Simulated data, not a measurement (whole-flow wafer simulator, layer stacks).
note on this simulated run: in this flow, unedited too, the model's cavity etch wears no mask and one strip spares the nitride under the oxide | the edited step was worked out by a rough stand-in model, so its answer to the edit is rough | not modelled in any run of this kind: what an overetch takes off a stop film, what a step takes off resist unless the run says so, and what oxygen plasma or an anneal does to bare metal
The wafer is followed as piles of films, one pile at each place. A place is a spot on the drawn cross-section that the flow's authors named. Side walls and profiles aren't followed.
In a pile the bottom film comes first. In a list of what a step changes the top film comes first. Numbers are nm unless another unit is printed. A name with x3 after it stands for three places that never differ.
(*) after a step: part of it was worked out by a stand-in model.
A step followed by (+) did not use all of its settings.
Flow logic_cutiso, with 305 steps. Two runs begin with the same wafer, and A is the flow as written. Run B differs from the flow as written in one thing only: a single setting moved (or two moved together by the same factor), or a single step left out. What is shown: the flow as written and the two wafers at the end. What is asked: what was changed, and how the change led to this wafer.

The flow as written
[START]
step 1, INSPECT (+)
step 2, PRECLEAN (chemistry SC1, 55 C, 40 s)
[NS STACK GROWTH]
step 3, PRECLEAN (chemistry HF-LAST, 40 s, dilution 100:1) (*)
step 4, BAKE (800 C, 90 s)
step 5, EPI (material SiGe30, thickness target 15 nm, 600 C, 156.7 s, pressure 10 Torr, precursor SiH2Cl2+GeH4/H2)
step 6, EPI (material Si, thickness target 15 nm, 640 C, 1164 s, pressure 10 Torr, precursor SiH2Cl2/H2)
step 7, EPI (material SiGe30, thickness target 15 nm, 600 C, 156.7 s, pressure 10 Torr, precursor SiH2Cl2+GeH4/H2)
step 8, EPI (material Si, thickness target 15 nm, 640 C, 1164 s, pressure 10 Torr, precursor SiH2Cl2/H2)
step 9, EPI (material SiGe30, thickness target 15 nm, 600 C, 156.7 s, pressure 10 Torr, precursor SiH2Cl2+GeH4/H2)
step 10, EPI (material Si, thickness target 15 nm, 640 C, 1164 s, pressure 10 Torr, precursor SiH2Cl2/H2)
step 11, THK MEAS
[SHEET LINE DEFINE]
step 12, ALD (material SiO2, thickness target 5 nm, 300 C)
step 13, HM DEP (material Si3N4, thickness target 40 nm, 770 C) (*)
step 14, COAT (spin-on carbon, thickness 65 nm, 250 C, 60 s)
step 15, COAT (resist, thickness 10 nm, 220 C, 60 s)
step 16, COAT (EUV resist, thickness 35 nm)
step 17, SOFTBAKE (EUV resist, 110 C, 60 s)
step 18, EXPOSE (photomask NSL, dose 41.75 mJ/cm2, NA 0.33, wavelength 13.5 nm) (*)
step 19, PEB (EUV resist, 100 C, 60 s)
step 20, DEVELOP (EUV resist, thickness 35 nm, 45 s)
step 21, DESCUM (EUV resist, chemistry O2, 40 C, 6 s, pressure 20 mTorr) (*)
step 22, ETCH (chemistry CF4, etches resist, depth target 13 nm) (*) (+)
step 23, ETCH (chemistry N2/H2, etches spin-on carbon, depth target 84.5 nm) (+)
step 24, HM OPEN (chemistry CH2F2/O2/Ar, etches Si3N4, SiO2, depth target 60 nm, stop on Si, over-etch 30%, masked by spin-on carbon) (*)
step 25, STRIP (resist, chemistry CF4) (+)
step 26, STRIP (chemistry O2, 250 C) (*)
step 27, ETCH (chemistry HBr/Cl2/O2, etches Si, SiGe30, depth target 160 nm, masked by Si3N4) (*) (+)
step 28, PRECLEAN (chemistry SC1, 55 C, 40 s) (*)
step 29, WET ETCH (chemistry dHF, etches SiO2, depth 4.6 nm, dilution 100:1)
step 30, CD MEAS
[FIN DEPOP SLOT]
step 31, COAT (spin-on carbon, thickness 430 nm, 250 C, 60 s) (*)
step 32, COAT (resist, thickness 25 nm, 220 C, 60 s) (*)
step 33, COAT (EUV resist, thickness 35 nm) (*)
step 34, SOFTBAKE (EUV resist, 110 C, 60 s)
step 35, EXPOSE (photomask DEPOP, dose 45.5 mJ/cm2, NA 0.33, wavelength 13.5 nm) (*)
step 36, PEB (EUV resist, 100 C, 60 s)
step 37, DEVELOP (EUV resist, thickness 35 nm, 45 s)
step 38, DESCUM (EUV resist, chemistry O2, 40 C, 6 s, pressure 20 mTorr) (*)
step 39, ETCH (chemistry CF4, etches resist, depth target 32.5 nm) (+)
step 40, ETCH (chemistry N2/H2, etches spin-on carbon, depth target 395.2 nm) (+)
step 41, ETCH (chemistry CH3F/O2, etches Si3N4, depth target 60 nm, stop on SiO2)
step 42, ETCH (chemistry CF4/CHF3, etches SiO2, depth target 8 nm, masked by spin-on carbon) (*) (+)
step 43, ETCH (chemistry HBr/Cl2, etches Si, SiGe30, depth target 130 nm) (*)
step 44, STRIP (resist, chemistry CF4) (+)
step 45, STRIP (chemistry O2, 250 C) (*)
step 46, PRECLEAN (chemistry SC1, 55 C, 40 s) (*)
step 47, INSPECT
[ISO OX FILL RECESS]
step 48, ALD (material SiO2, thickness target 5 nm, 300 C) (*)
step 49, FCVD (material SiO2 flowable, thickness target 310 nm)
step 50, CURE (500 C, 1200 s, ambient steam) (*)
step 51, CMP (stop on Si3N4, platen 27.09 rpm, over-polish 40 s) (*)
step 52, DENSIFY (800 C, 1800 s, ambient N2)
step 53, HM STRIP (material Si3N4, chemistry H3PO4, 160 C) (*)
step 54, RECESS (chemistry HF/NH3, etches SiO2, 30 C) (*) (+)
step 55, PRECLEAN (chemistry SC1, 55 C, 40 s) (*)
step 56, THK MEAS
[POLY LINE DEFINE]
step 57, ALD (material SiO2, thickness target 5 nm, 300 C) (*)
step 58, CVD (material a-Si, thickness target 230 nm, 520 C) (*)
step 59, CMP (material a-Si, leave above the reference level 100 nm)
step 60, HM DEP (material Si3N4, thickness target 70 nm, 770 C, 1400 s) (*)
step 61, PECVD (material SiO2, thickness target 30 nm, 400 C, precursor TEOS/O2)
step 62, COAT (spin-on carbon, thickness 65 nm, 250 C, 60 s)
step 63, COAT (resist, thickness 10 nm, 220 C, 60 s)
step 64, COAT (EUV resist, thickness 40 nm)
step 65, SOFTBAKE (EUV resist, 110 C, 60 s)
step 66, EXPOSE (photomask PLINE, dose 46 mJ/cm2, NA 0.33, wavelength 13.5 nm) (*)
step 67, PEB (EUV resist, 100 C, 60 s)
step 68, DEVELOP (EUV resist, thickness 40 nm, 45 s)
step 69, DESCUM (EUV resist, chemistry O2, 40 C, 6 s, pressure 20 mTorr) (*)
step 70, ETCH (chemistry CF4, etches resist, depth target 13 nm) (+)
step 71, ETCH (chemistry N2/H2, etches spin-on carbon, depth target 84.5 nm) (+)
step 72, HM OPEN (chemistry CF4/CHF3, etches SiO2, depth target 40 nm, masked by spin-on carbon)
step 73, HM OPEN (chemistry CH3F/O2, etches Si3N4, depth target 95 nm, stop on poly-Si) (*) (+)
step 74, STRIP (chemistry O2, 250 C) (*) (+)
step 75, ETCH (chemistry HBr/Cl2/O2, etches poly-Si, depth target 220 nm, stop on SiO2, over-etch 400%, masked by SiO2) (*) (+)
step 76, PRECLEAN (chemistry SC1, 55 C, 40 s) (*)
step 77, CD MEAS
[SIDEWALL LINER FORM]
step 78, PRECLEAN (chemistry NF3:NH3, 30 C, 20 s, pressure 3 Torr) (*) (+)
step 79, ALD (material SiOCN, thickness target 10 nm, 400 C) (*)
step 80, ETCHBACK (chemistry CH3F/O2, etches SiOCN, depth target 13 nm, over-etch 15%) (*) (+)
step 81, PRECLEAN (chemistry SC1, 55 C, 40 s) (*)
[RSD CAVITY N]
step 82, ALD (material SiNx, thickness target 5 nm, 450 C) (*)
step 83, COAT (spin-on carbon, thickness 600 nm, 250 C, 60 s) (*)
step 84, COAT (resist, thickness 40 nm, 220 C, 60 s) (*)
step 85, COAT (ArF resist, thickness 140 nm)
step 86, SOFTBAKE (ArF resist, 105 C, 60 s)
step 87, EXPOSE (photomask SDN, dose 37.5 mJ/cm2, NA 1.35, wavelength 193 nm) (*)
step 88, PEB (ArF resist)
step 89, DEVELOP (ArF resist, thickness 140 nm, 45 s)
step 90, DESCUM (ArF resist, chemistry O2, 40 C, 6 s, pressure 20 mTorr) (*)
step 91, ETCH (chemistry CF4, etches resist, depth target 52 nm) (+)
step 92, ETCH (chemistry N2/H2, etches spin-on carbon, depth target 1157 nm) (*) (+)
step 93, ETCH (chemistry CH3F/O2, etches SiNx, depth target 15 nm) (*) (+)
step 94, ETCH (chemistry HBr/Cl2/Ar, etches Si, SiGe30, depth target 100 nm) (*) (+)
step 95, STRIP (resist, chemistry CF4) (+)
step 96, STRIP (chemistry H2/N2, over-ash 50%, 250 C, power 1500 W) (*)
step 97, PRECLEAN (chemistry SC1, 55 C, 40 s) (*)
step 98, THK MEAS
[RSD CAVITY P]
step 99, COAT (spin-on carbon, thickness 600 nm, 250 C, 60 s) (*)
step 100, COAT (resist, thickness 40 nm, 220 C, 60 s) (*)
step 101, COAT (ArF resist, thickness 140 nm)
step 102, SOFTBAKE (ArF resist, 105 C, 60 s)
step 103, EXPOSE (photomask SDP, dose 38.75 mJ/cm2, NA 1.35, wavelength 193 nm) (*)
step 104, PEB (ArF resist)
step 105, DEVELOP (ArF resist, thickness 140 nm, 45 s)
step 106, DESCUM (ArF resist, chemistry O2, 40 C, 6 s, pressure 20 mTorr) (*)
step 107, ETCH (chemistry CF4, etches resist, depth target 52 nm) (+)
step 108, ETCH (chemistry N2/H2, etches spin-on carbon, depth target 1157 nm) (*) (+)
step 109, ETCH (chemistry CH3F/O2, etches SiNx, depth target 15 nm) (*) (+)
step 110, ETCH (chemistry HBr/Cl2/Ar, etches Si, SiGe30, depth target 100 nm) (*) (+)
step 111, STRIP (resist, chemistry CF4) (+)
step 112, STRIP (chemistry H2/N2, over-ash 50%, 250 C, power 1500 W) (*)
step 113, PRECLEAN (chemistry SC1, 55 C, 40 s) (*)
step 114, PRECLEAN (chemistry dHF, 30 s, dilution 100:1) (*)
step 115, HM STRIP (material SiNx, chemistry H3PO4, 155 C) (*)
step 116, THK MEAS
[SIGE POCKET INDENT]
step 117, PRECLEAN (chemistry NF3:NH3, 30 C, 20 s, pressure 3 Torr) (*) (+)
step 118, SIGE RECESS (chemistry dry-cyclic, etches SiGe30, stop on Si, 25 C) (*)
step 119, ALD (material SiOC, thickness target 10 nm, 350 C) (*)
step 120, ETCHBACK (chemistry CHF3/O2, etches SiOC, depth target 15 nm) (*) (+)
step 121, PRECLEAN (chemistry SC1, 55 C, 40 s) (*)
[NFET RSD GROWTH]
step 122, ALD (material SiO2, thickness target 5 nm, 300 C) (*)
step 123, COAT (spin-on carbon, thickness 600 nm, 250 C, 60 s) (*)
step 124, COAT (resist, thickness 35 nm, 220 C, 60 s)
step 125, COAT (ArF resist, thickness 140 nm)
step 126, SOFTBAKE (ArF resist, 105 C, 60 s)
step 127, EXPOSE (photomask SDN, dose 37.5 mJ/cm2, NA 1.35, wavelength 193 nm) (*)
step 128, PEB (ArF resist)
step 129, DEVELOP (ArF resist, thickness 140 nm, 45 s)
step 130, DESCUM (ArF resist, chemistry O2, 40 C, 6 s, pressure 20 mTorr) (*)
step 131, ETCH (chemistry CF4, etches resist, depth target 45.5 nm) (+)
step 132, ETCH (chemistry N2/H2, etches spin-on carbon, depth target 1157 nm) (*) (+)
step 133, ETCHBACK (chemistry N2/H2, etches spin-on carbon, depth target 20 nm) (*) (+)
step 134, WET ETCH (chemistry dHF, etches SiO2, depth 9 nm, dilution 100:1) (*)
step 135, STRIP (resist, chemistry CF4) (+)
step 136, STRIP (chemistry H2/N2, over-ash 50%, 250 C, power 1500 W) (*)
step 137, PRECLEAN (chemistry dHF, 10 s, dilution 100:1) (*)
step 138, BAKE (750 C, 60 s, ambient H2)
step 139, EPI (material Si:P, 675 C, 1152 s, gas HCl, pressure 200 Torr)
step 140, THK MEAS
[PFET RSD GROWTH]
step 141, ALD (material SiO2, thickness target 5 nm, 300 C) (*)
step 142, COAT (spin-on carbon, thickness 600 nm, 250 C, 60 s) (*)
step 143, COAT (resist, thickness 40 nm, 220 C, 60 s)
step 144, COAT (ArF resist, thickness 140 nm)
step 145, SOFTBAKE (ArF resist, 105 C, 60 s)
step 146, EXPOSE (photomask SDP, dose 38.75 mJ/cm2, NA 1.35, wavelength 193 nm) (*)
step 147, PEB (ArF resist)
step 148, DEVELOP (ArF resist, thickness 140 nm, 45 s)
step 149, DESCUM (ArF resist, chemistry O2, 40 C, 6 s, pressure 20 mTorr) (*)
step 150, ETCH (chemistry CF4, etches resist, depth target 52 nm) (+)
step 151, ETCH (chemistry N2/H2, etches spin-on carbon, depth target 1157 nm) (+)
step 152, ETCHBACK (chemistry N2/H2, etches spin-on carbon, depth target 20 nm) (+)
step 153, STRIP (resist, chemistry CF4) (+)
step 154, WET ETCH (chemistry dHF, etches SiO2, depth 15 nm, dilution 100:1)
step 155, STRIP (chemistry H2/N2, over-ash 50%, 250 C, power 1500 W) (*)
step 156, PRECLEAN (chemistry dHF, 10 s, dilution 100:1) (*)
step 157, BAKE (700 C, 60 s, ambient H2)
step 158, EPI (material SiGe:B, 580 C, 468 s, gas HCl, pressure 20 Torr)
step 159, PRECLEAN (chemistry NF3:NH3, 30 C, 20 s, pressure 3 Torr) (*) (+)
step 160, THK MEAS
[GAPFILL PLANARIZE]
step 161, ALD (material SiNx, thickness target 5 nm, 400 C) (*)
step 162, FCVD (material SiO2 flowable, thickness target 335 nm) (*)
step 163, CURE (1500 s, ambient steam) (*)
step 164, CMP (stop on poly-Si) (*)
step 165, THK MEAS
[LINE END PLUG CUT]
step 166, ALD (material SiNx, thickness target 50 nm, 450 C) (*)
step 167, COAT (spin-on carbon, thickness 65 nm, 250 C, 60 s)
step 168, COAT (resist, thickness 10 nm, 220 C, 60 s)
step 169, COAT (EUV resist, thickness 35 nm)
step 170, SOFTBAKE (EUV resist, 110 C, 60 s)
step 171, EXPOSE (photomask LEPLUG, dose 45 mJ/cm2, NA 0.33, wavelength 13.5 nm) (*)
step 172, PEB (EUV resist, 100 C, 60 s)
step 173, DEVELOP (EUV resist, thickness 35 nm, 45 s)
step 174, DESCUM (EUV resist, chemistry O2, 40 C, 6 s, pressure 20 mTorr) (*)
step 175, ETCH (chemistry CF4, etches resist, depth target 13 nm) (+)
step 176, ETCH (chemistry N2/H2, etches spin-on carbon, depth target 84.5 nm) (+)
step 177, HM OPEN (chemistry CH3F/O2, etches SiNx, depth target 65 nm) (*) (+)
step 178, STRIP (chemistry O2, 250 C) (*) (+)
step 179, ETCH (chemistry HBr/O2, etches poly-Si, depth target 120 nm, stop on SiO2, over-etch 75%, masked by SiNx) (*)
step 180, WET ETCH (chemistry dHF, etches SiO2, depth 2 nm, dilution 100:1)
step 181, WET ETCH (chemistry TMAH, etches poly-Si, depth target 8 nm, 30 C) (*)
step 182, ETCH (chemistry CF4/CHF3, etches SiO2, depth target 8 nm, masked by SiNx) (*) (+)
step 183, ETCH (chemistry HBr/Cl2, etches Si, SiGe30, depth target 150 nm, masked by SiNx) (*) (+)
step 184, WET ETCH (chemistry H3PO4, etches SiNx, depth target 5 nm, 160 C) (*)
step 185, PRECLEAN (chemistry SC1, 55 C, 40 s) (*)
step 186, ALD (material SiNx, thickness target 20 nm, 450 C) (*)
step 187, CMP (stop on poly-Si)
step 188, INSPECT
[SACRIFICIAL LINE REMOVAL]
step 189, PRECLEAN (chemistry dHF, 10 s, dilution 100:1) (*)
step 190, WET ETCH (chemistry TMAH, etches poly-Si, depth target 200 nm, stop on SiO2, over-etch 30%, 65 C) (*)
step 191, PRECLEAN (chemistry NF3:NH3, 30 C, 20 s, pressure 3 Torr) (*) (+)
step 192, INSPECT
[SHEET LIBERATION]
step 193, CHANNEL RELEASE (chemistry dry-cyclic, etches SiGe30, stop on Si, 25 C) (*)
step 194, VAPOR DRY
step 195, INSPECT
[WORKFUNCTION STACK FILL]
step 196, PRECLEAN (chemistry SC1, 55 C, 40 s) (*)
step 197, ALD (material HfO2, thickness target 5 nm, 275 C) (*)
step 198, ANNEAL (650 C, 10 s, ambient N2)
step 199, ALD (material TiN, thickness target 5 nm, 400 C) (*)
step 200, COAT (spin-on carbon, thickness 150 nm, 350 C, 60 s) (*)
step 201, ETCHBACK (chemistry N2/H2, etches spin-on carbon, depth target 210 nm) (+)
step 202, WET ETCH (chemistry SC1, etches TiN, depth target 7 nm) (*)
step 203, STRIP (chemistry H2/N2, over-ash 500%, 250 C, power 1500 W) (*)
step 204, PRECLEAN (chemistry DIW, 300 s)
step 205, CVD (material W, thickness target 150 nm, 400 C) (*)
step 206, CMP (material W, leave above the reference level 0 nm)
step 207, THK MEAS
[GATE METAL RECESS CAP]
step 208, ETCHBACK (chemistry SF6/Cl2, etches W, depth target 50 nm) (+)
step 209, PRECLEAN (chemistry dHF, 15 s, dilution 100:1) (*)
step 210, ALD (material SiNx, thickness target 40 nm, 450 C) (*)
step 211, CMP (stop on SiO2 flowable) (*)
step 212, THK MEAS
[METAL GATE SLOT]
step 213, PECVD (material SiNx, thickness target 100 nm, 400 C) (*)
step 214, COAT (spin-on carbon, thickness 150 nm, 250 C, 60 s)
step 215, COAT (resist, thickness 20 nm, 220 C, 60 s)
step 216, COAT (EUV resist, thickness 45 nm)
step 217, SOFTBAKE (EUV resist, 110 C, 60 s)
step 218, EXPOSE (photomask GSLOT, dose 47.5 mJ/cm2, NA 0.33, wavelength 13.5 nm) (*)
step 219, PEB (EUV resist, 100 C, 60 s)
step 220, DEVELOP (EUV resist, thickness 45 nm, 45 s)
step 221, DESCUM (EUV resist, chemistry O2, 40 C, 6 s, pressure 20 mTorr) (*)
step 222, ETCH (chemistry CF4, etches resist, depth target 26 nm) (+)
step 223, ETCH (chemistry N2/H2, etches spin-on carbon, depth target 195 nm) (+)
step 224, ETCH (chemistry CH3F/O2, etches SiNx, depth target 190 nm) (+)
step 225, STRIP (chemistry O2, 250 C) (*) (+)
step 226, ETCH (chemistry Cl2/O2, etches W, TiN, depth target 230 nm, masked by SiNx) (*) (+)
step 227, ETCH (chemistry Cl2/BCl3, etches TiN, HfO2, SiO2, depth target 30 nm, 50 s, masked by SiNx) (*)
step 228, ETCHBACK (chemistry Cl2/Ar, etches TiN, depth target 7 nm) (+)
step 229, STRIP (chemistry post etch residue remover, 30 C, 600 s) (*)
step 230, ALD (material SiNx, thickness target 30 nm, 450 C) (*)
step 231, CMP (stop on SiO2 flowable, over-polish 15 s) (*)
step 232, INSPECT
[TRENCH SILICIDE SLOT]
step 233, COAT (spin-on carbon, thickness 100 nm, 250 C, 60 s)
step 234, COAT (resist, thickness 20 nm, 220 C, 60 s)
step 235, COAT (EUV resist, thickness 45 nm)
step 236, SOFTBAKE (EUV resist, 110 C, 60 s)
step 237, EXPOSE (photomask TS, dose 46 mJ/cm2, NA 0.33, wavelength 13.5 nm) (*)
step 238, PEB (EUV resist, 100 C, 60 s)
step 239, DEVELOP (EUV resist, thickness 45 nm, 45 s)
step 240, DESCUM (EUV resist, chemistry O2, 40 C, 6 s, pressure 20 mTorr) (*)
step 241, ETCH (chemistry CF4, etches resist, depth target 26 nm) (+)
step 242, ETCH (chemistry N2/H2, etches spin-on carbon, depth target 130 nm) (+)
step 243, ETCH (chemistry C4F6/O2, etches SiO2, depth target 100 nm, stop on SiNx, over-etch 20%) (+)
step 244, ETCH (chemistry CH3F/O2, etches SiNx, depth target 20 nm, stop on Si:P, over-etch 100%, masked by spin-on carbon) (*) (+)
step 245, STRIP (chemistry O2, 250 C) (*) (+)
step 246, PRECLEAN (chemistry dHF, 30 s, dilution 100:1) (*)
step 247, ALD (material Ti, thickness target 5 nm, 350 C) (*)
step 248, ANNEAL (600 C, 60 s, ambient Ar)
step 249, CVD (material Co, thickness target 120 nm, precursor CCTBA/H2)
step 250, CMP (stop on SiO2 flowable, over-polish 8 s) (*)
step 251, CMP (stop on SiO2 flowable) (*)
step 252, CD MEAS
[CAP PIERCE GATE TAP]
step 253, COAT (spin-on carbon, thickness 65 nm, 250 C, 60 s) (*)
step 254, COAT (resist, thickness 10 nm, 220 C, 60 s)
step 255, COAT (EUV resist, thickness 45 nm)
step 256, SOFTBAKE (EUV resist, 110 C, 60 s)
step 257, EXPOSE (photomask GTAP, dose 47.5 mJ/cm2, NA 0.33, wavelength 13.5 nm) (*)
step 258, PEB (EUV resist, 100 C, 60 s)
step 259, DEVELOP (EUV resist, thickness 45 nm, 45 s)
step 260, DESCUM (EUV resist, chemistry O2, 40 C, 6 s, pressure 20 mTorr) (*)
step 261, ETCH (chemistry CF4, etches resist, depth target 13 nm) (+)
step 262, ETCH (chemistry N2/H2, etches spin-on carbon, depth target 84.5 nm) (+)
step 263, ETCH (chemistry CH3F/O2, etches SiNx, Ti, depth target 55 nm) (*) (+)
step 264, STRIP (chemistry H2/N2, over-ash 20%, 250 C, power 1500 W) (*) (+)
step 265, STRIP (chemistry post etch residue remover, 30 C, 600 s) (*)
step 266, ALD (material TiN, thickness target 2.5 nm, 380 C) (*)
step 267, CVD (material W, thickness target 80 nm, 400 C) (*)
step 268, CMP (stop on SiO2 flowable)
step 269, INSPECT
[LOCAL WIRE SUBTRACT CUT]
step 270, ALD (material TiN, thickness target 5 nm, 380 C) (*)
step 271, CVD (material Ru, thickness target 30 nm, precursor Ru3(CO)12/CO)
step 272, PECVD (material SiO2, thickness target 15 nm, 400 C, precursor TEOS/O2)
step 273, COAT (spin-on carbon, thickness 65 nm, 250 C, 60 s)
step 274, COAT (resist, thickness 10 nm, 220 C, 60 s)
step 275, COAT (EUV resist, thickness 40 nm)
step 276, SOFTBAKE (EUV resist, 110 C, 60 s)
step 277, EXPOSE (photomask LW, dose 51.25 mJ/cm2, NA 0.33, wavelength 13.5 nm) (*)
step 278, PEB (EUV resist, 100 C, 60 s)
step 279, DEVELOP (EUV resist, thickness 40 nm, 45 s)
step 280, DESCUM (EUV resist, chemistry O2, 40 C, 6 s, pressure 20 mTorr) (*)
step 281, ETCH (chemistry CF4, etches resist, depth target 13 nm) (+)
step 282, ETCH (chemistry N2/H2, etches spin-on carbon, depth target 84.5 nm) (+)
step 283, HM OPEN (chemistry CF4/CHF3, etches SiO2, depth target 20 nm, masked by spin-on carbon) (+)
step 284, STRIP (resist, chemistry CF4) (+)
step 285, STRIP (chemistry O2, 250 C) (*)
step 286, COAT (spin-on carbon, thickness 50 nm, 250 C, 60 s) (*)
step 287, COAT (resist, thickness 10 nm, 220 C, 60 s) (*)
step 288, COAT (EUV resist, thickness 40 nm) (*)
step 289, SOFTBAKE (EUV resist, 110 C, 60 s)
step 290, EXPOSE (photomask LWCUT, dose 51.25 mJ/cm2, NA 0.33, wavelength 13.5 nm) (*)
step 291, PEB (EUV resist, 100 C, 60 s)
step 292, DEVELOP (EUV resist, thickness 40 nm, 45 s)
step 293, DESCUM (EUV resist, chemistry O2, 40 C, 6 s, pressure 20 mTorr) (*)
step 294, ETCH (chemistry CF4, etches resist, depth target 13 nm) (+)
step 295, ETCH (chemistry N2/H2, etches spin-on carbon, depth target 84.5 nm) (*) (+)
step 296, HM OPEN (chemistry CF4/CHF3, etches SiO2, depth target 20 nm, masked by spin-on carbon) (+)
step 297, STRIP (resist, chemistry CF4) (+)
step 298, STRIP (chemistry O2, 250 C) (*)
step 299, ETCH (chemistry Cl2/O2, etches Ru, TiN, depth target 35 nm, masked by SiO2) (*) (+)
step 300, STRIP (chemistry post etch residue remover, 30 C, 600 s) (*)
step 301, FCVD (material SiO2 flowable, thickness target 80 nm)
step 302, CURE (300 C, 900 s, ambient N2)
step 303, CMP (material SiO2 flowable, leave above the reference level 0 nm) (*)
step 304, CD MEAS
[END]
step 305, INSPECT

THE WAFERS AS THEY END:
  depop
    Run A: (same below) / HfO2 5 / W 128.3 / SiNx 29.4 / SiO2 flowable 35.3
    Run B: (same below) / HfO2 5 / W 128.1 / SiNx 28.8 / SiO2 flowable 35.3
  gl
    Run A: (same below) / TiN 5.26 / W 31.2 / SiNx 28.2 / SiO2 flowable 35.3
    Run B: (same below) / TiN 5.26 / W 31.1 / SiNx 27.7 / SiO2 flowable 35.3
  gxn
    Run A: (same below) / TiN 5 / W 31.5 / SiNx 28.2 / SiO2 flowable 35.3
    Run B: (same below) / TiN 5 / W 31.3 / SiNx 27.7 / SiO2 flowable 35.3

What caused this: step 163, CURE: 975 s was run, though the flow has 1500 s.

The path from the change to this, step by step:
  step 163, CURE (1500 s, ambient steam) (*)
      depop, dpovl, isow, ns, nsgap: A SiO2 flowable loses 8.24 | B SiO2 flowable loses 7.7
  step 250, CMP (stop on SiO2 flowable, over-polish 8 s) (*)
      rsdx: A Co loses 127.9 (all of it) | B Co loses 127.1
  step 251, CMP (stop on SiO2 flowable) (*)
      rsdx: A Ti loses 5 (all of it) | B Co loses 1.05 (all of it), Ti loses 4.55
